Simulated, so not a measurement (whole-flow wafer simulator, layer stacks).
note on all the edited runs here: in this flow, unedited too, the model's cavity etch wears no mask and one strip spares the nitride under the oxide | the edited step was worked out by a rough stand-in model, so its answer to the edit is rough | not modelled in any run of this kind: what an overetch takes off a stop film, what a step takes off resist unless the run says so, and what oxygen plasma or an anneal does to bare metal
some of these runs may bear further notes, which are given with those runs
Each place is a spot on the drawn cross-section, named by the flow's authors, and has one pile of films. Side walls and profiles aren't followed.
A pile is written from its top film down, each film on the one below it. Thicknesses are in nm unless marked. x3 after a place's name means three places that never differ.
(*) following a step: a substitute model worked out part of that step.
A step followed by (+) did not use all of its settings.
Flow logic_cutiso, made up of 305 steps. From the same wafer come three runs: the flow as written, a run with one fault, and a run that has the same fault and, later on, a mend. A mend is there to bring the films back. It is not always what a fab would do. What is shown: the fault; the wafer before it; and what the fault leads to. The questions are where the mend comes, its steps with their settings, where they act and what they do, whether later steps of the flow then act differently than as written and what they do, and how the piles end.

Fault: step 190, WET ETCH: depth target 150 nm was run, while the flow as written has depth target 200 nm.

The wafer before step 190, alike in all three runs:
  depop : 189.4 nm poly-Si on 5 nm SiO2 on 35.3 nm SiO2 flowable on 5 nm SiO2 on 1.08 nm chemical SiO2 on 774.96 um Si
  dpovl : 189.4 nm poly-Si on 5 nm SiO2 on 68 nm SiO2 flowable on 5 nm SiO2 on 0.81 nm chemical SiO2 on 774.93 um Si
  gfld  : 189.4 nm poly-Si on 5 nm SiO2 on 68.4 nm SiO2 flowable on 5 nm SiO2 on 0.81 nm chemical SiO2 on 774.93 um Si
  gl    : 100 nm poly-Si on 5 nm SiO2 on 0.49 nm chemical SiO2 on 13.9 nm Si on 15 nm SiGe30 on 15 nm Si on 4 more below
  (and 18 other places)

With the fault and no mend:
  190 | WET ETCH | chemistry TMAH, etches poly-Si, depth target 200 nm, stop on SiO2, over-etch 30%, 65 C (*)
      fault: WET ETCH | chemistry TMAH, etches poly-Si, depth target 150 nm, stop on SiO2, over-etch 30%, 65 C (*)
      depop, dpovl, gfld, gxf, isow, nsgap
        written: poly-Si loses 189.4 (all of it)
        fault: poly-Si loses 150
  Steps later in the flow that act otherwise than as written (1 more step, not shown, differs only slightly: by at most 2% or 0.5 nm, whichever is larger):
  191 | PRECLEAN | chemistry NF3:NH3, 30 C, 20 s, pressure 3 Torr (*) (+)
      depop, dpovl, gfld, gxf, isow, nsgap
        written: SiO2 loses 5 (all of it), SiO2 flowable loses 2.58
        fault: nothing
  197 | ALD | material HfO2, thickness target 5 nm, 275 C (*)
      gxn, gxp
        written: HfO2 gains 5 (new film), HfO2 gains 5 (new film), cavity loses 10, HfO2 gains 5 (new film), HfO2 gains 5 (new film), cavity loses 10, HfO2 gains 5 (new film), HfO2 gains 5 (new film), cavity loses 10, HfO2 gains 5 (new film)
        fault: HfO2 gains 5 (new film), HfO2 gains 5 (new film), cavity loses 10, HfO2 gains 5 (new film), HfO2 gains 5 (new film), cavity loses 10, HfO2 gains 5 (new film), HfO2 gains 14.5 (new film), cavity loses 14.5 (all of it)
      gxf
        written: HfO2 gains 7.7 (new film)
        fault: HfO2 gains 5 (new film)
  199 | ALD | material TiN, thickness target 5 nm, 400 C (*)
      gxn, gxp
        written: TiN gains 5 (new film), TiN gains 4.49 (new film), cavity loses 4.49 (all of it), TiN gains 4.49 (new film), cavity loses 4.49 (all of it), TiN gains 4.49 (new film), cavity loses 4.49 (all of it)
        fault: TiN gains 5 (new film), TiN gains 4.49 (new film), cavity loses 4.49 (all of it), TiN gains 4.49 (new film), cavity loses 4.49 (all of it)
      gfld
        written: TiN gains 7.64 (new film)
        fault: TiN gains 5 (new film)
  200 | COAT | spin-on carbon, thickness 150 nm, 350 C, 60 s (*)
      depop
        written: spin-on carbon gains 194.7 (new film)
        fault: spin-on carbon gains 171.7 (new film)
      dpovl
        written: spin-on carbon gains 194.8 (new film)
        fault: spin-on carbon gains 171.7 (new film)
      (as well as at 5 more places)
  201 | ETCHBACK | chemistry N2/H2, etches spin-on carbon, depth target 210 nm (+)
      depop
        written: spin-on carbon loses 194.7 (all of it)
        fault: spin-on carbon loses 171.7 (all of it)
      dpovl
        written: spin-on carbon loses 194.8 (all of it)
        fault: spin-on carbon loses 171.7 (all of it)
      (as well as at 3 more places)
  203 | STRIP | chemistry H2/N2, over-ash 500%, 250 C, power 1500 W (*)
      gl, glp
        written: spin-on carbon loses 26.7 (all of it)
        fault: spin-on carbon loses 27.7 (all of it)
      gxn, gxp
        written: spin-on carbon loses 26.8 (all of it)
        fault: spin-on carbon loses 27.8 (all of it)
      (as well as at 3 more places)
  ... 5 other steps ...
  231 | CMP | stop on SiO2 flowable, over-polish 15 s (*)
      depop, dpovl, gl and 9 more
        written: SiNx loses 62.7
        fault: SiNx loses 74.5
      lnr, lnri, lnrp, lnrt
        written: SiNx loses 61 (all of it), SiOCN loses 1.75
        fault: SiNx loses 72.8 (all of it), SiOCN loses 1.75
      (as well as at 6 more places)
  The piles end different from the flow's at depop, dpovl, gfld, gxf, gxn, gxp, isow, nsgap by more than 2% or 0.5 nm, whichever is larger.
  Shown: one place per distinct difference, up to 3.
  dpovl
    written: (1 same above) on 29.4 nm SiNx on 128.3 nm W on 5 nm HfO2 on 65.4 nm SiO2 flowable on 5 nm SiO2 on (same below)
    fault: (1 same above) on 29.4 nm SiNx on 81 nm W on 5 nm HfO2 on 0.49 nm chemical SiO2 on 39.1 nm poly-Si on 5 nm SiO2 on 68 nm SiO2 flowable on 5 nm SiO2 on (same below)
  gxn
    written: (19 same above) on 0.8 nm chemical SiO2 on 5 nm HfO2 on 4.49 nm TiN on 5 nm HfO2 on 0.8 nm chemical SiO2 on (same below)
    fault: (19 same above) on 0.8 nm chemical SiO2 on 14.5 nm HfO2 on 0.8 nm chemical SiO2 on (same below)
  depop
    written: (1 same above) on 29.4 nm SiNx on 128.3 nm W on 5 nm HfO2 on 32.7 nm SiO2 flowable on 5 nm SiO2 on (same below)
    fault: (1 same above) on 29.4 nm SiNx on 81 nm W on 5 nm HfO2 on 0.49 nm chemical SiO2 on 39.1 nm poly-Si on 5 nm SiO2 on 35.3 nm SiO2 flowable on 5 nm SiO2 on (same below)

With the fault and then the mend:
  The mend stands after step 190.
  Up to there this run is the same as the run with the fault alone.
  190a | WET ETCH | chemistry TMAH, etches poly-Si, depth target 50 nm, stop on SiO2, over-etch 30%, 65 C (*) (the flow's step 190 again, with other settings)
      depop, dpovl, gfld, gxf, isow, nsgap
        poly-Si loses 39.4 (all of it)
  None of the later steps of the flow acts differently than as written at any place that is followed.
  The piles end the same as the flow's at every place that both follow.
